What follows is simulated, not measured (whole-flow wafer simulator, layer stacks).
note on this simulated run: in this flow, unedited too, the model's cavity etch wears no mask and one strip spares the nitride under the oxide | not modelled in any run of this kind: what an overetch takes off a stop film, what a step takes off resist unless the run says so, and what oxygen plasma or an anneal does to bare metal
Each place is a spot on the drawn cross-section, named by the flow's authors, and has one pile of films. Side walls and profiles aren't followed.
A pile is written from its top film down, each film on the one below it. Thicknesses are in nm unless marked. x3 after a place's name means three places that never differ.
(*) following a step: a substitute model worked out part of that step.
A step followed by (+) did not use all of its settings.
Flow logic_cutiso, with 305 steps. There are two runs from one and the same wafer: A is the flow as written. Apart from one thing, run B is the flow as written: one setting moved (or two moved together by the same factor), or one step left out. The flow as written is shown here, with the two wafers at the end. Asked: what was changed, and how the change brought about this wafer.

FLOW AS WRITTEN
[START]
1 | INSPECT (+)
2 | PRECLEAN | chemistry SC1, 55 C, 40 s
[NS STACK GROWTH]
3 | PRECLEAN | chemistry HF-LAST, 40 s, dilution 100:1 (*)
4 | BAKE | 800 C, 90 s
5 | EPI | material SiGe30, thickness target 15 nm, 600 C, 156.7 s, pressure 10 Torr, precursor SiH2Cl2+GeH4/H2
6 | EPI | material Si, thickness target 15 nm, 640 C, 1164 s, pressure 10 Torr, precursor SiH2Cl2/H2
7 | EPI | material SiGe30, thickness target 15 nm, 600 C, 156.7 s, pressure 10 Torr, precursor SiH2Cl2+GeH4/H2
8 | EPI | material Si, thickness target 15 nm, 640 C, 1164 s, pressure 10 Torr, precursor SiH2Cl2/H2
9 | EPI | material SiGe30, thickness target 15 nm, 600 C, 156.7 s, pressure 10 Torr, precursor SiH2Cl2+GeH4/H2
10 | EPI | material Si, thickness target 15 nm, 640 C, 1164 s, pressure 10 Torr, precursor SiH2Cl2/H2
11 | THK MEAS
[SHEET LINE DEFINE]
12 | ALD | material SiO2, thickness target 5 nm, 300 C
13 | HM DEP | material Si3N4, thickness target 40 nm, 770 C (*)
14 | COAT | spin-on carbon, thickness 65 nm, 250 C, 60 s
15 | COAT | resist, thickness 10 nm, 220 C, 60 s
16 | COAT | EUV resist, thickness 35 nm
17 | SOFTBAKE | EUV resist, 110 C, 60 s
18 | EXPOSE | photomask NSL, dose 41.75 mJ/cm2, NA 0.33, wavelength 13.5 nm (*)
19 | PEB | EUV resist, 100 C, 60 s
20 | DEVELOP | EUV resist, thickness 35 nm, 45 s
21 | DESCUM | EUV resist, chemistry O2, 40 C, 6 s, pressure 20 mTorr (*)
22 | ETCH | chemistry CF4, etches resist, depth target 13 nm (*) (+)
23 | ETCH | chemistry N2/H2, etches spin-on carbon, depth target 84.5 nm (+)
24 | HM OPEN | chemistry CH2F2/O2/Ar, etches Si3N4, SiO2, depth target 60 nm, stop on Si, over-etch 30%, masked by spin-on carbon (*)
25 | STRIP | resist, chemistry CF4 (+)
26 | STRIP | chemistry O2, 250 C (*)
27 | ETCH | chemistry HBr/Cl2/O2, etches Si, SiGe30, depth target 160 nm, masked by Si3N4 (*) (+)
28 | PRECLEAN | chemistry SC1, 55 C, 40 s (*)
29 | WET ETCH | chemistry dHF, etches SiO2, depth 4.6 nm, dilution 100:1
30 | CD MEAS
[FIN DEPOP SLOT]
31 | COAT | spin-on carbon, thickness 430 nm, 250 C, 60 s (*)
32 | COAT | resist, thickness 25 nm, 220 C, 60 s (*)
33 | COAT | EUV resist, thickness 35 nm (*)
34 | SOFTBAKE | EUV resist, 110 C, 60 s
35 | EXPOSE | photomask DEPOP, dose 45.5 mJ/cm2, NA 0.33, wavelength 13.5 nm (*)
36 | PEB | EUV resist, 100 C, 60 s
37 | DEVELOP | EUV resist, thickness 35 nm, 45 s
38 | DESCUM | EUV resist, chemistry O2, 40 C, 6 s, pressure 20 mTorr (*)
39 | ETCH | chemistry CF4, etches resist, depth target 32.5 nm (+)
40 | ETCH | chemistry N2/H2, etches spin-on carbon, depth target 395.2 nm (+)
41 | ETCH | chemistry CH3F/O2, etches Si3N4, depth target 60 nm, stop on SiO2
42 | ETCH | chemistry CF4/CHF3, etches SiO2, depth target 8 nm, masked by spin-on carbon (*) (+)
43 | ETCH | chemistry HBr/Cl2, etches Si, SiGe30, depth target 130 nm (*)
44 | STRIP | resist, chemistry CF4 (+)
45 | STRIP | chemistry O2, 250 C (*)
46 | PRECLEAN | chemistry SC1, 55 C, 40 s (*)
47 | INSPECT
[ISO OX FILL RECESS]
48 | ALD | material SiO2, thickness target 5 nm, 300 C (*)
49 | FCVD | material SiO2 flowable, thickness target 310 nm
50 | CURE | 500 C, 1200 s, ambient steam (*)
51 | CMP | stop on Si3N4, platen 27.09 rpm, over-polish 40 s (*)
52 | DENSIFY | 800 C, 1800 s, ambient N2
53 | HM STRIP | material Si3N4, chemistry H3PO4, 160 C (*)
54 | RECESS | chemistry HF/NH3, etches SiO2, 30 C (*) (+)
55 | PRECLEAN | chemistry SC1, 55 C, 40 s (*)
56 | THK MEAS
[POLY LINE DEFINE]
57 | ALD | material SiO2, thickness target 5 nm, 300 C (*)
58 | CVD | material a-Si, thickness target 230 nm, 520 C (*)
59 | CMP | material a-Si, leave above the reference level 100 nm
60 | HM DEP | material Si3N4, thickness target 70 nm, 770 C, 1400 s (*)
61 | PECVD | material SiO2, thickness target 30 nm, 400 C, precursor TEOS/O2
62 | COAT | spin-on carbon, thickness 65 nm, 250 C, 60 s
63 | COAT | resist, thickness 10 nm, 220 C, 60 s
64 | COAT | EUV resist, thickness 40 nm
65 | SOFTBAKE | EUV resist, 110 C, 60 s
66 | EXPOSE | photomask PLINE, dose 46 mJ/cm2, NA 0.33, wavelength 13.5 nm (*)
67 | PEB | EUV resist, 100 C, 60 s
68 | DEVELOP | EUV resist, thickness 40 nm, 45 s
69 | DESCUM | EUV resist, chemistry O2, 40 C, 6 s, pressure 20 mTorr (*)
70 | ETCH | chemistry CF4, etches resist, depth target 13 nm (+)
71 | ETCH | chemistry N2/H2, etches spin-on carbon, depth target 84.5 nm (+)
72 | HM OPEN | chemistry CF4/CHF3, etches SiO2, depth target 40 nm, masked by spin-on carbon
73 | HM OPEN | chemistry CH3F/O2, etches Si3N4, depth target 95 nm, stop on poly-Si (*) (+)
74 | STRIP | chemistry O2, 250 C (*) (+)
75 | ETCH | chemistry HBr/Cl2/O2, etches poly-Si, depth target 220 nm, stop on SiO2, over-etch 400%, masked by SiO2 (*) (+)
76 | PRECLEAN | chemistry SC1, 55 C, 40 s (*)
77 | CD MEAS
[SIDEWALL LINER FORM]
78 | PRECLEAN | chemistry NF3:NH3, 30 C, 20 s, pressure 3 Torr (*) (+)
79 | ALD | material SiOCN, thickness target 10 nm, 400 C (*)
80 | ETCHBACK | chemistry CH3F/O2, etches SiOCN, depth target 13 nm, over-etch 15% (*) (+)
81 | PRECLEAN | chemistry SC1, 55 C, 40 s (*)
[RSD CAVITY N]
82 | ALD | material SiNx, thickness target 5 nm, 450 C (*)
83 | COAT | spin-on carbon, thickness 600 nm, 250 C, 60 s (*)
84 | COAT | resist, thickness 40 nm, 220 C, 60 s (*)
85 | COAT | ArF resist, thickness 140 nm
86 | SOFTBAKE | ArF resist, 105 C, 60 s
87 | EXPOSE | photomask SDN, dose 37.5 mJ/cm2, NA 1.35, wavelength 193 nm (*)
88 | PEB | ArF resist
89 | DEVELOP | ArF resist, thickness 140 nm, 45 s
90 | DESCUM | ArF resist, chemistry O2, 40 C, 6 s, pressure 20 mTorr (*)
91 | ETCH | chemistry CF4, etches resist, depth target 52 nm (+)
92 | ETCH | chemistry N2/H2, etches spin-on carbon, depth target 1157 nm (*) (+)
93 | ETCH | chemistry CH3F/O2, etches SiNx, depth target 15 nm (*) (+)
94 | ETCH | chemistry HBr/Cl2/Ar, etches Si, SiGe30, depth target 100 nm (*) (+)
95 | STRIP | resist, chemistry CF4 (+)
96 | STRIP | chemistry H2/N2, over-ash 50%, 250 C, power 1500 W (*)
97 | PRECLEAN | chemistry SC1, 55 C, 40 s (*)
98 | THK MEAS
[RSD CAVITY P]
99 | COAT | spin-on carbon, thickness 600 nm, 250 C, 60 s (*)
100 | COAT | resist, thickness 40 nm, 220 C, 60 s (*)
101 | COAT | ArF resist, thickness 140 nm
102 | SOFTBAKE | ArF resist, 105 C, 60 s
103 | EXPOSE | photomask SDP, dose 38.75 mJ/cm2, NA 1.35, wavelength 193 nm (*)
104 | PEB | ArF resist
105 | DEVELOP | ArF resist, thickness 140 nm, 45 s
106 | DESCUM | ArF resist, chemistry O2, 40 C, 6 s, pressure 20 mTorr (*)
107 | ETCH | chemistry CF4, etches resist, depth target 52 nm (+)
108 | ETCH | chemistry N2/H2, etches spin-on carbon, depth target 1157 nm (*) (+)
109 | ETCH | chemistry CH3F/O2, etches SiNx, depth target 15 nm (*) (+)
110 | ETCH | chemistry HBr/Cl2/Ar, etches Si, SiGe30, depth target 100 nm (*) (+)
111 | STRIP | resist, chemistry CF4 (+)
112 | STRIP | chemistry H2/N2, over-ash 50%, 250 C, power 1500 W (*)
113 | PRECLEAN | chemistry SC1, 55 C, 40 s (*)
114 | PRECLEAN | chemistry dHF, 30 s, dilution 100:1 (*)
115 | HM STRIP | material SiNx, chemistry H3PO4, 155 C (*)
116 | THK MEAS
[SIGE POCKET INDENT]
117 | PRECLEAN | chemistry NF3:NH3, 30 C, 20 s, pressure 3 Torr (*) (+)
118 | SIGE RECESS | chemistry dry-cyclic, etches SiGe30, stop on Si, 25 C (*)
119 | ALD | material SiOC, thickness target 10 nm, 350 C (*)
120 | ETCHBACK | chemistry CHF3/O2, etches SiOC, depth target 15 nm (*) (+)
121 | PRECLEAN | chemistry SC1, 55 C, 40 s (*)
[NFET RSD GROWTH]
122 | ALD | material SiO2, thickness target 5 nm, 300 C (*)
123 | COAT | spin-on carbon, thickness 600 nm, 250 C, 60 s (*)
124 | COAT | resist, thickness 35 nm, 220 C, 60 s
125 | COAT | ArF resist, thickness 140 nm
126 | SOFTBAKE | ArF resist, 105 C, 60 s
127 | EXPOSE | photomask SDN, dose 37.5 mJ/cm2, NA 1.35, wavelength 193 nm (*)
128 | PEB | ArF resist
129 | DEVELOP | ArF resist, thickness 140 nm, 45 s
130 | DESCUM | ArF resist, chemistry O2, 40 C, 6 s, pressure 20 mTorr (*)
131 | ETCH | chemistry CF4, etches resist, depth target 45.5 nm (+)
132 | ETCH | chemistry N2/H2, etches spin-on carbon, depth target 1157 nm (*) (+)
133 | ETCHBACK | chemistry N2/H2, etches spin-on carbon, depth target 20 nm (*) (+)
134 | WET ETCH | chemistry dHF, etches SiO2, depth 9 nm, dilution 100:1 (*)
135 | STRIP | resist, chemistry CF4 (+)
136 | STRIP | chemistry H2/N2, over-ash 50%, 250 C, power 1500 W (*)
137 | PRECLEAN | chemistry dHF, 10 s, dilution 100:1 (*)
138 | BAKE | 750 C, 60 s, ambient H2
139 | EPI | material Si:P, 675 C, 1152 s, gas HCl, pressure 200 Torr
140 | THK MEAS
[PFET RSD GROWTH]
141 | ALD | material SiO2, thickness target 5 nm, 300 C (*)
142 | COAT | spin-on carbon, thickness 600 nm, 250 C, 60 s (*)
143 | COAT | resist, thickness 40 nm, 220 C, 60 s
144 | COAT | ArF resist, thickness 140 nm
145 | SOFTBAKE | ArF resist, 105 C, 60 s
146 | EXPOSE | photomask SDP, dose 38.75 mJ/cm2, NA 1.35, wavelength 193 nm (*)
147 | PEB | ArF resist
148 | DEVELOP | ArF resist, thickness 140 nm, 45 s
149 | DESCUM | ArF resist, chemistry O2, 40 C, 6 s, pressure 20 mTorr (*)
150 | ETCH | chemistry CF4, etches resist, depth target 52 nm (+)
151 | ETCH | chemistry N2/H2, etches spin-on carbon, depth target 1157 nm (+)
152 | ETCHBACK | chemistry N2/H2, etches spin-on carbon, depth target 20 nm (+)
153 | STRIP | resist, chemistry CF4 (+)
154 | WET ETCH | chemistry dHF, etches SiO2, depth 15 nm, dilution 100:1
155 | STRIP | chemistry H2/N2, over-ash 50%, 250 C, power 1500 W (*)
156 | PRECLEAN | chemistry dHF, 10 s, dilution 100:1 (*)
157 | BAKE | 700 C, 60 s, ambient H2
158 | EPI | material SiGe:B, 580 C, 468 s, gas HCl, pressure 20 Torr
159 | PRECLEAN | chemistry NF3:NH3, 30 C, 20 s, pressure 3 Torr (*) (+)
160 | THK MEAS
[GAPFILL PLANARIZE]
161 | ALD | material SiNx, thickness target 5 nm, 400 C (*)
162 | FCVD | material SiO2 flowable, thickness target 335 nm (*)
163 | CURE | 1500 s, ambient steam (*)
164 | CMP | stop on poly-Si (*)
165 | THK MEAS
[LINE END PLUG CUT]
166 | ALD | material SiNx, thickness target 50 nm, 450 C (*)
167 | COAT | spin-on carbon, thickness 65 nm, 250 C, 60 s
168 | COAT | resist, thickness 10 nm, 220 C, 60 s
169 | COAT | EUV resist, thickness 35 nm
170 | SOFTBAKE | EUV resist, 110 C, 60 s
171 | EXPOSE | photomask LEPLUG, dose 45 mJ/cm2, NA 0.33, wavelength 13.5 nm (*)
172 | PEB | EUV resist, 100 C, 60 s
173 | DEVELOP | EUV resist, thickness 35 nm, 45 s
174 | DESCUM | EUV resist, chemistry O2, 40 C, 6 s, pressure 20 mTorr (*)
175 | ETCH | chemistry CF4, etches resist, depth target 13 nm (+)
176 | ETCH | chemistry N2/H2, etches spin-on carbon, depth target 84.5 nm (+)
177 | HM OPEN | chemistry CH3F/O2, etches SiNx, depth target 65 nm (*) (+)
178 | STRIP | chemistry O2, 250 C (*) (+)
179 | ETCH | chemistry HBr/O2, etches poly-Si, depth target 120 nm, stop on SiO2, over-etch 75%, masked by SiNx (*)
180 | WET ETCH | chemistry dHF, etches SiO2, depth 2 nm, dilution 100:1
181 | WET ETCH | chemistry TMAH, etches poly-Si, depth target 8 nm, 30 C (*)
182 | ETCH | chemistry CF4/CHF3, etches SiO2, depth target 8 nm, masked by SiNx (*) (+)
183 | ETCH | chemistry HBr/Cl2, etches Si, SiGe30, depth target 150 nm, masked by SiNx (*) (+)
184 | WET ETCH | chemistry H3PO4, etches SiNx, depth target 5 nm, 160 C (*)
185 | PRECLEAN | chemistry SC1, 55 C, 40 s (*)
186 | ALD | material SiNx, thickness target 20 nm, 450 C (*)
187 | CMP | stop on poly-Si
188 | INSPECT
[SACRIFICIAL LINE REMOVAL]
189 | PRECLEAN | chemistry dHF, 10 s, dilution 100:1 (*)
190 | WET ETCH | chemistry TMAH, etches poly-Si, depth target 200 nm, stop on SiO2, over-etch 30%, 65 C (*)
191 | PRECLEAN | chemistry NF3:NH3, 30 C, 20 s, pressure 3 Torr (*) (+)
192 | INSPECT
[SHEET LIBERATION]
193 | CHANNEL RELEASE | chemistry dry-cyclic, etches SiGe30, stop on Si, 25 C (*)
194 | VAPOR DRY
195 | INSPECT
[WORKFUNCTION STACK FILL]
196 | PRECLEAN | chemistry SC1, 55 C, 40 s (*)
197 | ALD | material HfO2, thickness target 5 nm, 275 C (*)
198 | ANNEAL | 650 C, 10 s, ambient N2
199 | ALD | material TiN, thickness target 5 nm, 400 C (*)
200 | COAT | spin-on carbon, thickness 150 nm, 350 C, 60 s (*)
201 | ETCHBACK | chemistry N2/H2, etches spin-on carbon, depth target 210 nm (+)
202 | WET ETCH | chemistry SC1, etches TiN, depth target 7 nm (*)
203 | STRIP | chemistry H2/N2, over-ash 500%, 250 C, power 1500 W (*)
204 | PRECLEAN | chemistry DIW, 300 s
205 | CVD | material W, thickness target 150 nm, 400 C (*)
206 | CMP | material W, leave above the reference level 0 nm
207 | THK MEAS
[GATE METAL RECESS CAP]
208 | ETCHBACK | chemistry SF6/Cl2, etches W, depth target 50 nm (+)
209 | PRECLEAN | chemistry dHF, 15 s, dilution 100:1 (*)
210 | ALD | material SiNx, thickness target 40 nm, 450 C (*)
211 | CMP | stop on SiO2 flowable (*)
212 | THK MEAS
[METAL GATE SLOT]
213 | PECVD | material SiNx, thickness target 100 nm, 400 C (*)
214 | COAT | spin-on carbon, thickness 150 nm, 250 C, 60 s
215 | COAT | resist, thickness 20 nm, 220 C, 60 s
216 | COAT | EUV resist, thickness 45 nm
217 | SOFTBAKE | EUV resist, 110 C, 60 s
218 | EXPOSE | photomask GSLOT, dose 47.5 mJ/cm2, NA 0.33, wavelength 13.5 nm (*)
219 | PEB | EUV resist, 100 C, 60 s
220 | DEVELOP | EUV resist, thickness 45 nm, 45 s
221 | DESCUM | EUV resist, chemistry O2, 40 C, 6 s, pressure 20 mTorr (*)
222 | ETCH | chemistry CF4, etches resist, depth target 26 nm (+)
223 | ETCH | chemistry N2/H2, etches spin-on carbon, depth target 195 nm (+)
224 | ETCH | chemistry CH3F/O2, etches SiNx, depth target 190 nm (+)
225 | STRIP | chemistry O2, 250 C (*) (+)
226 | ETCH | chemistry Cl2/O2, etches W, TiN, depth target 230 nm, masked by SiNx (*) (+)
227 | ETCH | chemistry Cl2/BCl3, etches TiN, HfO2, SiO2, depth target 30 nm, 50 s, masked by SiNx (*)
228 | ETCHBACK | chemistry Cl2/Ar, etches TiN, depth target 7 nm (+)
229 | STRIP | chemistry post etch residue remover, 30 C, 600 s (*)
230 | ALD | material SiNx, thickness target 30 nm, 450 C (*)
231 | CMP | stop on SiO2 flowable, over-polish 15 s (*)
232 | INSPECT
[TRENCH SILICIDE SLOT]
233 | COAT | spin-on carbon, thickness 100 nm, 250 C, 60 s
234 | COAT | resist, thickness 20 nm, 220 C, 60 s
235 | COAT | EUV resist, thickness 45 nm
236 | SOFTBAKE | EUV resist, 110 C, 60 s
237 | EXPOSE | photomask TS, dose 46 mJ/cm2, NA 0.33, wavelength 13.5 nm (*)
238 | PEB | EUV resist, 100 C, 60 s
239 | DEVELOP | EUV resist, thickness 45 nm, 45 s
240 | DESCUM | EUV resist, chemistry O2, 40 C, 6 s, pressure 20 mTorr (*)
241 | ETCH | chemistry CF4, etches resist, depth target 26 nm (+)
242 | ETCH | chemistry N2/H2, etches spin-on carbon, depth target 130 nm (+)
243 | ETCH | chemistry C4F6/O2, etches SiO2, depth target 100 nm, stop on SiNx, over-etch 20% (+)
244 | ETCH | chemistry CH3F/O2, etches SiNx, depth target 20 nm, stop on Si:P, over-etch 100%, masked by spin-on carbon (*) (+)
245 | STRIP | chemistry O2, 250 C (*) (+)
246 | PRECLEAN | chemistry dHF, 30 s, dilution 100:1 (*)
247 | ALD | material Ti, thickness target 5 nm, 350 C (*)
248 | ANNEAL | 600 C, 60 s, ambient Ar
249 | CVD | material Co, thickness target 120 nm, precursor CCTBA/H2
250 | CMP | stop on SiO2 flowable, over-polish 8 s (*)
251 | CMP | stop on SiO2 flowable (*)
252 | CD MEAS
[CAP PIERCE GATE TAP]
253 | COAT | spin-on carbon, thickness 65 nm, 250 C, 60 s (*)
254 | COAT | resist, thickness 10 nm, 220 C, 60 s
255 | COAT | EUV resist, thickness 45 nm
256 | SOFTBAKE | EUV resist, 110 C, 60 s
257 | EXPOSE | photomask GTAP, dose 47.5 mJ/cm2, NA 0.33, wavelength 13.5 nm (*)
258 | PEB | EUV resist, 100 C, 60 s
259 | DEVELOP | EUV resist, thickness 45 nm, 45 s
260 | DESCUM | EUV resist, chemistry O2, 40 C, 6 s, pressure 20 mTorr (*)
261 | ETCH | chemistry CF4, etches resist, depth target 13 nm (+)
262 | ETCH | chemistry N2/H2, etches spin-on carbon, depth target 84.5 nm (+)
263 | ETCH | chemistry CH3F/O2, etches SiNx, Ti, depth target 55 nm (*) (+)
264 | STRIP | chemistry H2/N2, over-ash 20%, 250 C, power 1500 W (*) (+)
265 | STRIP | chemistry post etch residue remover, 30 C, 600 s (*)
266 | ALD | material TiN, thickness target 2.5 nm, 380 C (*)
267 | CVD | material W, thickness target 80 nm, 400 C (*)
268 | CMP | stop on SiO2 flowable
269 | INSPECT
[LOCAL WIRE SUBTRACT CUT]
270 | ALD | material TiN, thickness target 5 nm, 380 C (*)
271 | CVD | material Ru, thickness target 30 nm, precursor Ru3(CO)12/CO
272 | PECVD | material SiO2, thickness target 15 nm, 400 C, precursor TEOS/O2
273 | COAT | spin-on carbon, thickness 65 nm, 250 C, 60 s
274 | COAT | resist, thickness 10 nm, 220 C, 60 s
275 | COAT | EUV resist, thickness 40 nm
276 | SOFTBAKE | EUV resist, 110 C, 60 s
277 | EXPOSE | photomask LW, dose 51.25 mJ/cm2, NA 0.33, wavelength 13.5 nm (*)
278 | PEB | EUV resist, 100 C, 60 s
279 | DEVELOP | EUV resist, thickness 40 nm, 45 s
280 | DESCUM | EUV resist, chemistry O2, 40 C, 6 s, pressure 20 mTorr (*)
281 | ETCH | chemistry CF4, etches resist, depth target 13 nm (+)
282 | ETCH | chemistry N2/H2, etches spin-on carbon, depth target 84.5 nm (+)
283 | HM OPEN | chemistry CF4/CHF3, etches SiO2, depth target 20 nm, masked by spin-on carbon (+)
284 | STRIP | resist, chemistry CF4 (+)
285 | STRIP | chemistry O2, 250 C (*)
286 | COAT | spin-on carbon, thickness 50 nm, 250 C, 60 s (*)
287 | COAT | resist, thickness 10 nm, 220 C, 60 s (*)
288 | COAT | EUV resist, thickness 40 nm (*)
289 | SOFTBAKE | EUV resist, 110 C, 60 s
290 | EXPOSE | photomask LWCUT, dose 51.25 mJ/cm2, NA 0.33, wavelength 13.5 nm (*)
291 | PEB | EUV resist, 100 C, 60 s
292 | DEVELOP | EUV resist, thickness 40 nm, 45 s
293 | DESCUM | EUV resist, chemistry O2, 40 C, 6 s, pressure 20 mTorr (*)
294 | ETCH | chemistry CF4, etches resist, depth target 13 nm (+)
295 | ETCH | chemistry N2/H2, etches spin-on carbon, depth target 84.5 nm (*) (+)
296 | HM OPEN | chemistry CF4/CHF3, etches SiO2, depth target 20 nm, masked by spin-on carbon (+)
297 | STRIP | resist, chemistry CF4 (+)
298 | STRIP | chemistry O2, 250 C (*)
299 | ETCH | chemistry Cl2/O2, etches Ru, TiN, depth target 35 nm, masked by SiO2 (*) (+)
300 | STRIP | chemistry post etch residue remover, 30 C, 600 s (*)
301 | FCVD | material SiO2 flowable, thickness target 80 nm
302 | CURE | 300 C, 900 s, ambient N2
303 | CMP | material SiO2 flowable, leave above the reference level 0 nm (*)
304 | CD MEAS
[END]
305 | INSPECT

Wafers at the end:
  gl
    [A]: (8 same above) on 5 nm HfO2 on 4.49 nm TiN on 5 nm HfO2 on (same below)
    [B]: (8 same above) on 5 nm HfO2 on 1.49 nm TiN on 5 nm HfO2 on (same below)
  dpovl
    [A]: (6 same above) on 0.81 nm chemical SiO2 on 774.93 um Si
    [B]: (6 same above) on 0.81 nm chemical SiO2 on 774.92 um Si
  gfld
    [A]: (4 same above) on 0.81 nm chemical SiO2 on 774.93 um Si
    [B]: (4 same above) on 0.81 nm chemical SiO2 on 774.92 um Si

The reason: step 9, EPI: 125.4 s was run, while the flow as written has 156.7 s.

How this came from the change, step by step:
  9 | EPI | material SiGe30, thickness target 15 nm, 600 C, 156.7 s, pressure 10 Torr, precursor SiH2Cl2+GeH4/H2
      depop, dpovl, gfld and 19 more: A +15 SiGe30 (new film) | B +12 SiGe30 (new film)
  27 | ETCH | chemistry HBr/Cl2/O2, etches Si, SiGe30, depth target 160 nm, masked by Si3N4 (*) (+)
      gfld, gxf, iso, lnri: A -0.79 chemical SiO2 (all of it), -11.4 Si (all of it), -15 SiGe30 (all of it), -15 Si (all of it), -15 SiGe30 (all of it), -15 Si (all of it), -15 SiGe30 (all of it), -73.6 Si | B -0.79 chemical SiO2 (all of it), -11.4 Si (all of it), -12 SiGe30 (all of it), -15 Si (all of it), -15 SiGe30 (all of it), -15 Si (all of it), -15 SiGe30 (all of it), -76.6 Si
      dpovl, nsgap: A -0.79 chemical SiO2 (all of it), -11.8 Si (all of it), -15 SiGe30 (all of it), -15 Si (all of it), -15 SiGe30 (all of it), -15 Si (all of it), -15 SiGe30 (all of it), -73.2 Si | B -0.79 chemical SiO2 (all of it), -11.8 Si (all of it), -12 SiGe30 (all of it), -15 Si (all of it), -15 SiGe30 (all of it), -15 Si (all of it), -15 SiGe30 (all of it), -76.2 Si
      (also at 1 further place)
  43 | ETCH | chemistry HBr/Cl2, etches Si, SiGe30, depth target 130 nm (*)
      depop: A -14 Si (all of it), -15 SiGe30 (all of it), -15 Si (all of it), -15 SiGe30 (all of it), -15 Si (all of it), -15 SiGe30 (all of it), -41 Si | B -14 Si (all of it), -12 SiGe30 (all of it), -15 Si (all of it), -15 SiGe30 (all of it), -15 Si (all of it), -15 SiGe30 (all of it), -44 Si
  94 | ETCH | chemistry HBr/Cl2/Ar, etches Si, SiGe30, depth target 100 nm (*) (+)
      rsdn, rsdx: A -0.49 chemical SiO2 (all of it), -12.8 Si (all of it), -15 SiGe30 (all of it), -15 Si (all of it), -15 SiGe30 (all of it), -15 Si (all of it), -15 SiGe30 (all of it), -12.2 Si | B -0.49 chemical SiO2 (all of it), -12.8 Si (all of it), -12 SiGe30 (all of it), -15 Si (all of it), -15 SiGe30 (all of it), -15 Si (all of it), -15 SiGe30 (all of it), -15.2 Si
  110 | ETCH | chemistry HBr/Cl2/Ar, etches Si, SiGe30, depth target 100 nm (*) (+)
      rsdp, rsdw: A -0.49 chemical SiO2 (all of it), -12.8 Si (all of it), -15 SiGe30 (all of it), -15 Si (all of it), -15 SiGe30 (all of it), -15 Si (all of it), -15 SiGe30 (all of it), -12.2 Si | B -0.49 chemical SiO2 (all of it), -12.8 Si (all of it), -12 SiGe30 (all of it), -15 Si (all of it), -15 SiGe30 (all of it), -15 Si (all of it), -15 SiGe30 (all of it), -15.2 Si
  118 | SIGE RECESS | chemistry dry-cyclic, etches SiGe30, stop on Si, 25 C (*)
      lnr, lnrp, lnrt: A -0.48 SiOCN, -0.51 Si, +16 cavity (new film), -15 SiGe30 (all of it), -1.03 Si, +16 cavity (new film), -15 SiGe30 (all of it), -1.03 Si, +16 cavity (new film), -15 SiGe30 (all of it), -0.51 Si | B -0.48 SiOCN, -0.51 Si, +13 cavity (new film), -12 SiGe30 (all of it), -1.03 Si, +16 cavity (new film), -15 SiGe30 (all of it), -1.03 Si, +16 cavity (new film), -15 SiGe30 (all of it), -0.51 Si
  119 | ALD | material SiOC, thickness target 10 nm, 350 C (*)
      lnr, lnrp, lnrt: A +10 SiOC (new film), +16 SiOC (new film), -16 cavity (all of it), +16 SiOC (new film), -16 cavity (all of it), +16 SiOC (new film), -16 cavity (all of it) | B +10 SiOC (new film), +13 SiOC (new film), -13 cavity (all of it), +16 SiOC (new film), -16 cavity (all of it), +16 SiOC (new film), -16 cavity (all of it)
  183 | ETCH | chemistry HBr/Cl2, etches Si, SiGe30, depth target 150 nm, masked by SiNx (*) (+)
      plug: A -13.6 Si (all of it), -15 SiGe30 (all of it), -15 Si (all of it), -15 SiGe30 (all of it), -15 Si (all of it), -15 SiGe30 (all of it), -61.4 Si | B -13.6 Si (all of it), -12 SiGe30 (all of it), -15 Si (all of it), -15 SiGe30 (all of it), -15 Si (all of it), -15 SiGe30 (all of it), -64.4 Si
  193 | CHANNEL RELEASE | chemistry dry-cyclic, etches SiGe30, stop on Si, 25 C (*)
      gl, glp, gxn, gxp, ns, tap: A +0.8 chemical SiO2 (new film), -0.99 Si, +0.8 chemical SiO2 (new film), +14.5 cavity (new film), +0.8 chemical SiO2 (new film), -15 SiGe30 (all of it), -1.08 Si, +0.8 chemical SiO2 (new film), +14.5 cavity (new film), +0.8 chemical SiO2 (new film), -15 SiGe30 (all of it), -1.08 Si, +0.8 chemical SiO2 (new film), +14.5 cavity (new film), +0.8 chemical SiO2 (new film), -15 SiGe30 (all of it), -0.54 Si | B +0.8 chemical SiO2 (new film), -0.99 Si, +0.8 chemical SiO2 (new film), +11.5 cavity (new film), +0.8 chemical SiO2 (new film), -12 SiGe30 (all of it), -1.08 Si, +0.8 chemical SiO2 (new film), +14.5 cavity (new film), +0.8 chemical SiO2 (new film), -15 SiGe30 (all of it), -1.08 Si, +0.8 chemical SiO2 (new film), +14.5 cavity (new film), +0.8 chemical SiO2 (new film), -15 SiGe30 (all of it), -0.54 Si
  199 | ALD | material TiN, thickness target 5 nm, 400 C (*)
      gl, glp, tap: A +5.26 TiN (new film), +4.49 TiN (new film), -4.49 cavity (all of it), +4.49 TiN (new film), -4.49 cavity (all of it), +4.49 TiN (new film), -4.49 cavity (all of it) | B +5.26 TiN (new film), +1.49 TiN (new film), -1.49 cavity (all of it), +4.49 TiN (new film), -4.49 cavity (all of it), +4.49 TiN (new film), -4.49 cavity (all of it)
      gxn, gxp, ns: A +5 TiN (new film), +4.49 TiN (new film), -4.49 cavity (all of it), +4.49 TiN (new film), -4.49 cavity (all of it), +4.49 TiN (new film), -4.49 cavity (all of it) | B +5 TiN (new film), +1.49 TiN (new film), -1.49 cavity (all of it), +4.49 TiN (new film), -4.49 cavity (all of it), +4.49 TiN (new film), -4.49 cavity (all of it)
